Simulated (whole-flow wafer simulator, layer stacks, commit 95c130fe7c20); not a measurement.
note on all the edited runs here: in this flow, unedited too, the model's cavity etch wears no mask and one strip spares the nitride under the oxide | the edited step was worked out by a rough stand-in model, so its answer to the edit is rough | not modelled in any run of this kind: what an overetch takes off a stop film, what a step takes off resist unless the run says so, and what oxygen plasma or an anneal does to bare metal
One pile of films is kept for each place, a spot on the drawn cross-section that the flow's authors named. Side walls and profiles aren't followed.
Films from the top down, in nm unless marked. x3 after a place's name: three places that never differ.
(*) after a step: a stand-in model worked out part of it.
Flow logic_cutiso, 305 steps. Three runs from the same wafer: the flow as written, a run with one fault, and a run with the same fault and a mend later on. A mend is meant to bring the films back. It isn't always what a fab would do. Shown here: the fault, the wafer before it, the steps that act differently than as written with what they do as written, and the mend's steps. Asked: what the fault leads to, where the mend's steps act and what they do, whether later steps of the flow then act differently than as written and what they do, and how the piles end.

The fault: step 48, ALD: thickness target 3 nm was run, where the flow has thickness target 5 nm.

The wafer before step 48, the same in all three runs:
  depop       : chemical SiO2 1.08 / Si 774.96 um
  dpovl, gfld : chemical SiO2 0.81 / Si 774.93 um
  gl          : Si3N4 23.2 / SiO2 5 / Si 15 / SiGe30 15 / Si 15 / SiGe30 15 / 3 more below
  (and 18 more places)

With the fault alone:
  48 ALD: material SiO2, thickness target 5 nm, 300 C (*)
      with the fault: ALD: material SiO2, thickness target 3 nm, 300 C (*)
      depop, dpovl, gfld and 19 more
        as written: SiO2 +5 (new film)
        with the fault: SiO2 +3 (new film)
  Later steps of the flow that act differently than as written (7 more steps differ only slightly, by at most 2% or 0.5 nm, whichever is larger, and aren't shown):
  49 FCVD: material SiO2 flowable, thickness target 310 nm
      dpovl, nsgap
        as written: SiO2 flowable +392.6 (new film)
        with the fault: SiO2 flowable +384.4 (new film)
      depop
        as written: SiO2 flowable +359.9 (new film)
        with the fault: SiO2 flowable +351.7 (new film)
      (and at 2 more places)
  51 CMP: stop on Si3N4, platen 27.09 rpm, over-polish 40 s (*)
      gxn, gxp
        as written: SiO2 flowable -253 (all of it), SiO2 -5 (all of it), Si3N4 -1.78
        with the fault: SiO2 flowable -252 (all of it), SiO2 -3 (all of it), Si3N4 -1.78
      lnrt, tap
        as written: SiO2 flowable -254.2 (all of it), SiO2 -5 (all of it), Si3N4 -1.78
        with the fault: SiO2 flowable -253.2 (all of it), SiO2 -3 (all of it), Si3N4 -1.78
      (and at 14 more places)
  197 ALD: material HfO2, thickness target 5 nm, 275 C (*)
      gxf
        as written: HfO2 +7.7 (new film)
        with the fault: HfO2 +5 (new film)
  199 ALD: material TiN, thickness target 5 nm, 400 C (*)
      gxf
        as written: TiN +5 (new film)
        with the fault: TiN +7.64 (new film)
  At the end the piles differ from the flow's by more than 2% or 0.5 nm, whichever is larger, at depop, dpovl, gfld, gxf, iso, isow, lnri, nsgap.
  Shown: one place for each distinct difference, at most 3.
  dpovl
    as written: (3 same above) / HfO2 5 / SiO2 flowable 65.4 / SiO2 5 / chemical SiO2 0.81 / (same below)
    with the fault: (3 same above) / HfO2 5 / SiO2 flowable 67.4 / SiO2 3 / chemical SiO2 0.81 / (same below)
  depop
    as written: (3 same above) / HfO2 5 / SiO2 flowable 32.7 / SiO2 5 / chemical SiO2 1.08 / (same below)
    with the fault: (3 same above) / HfO2 5 / SiO2 flowable 34.7 / SiO2 3 / chemical SiO2 1.08 / (same below)
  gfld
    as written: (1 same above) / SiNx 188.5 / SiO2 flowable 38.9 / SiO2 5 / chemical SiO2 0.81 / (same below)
    with the fault: (1 same above) / SiNx 188.5 / SiO2 flowable 40.9 / SiO2 3 / chemical SiO2 0.81 / (same below)

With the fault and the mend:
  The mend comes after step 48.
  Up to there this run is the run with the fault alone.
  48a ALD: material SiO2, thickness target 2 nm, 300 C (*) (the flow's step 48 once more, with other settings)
      depop, dpovl, gfld and 19 more
        SiO2 +2
  No later step of the flow acts differently than as written at any place that is followed.
  At the end the piles are the same as the flow's at every place that both follow.
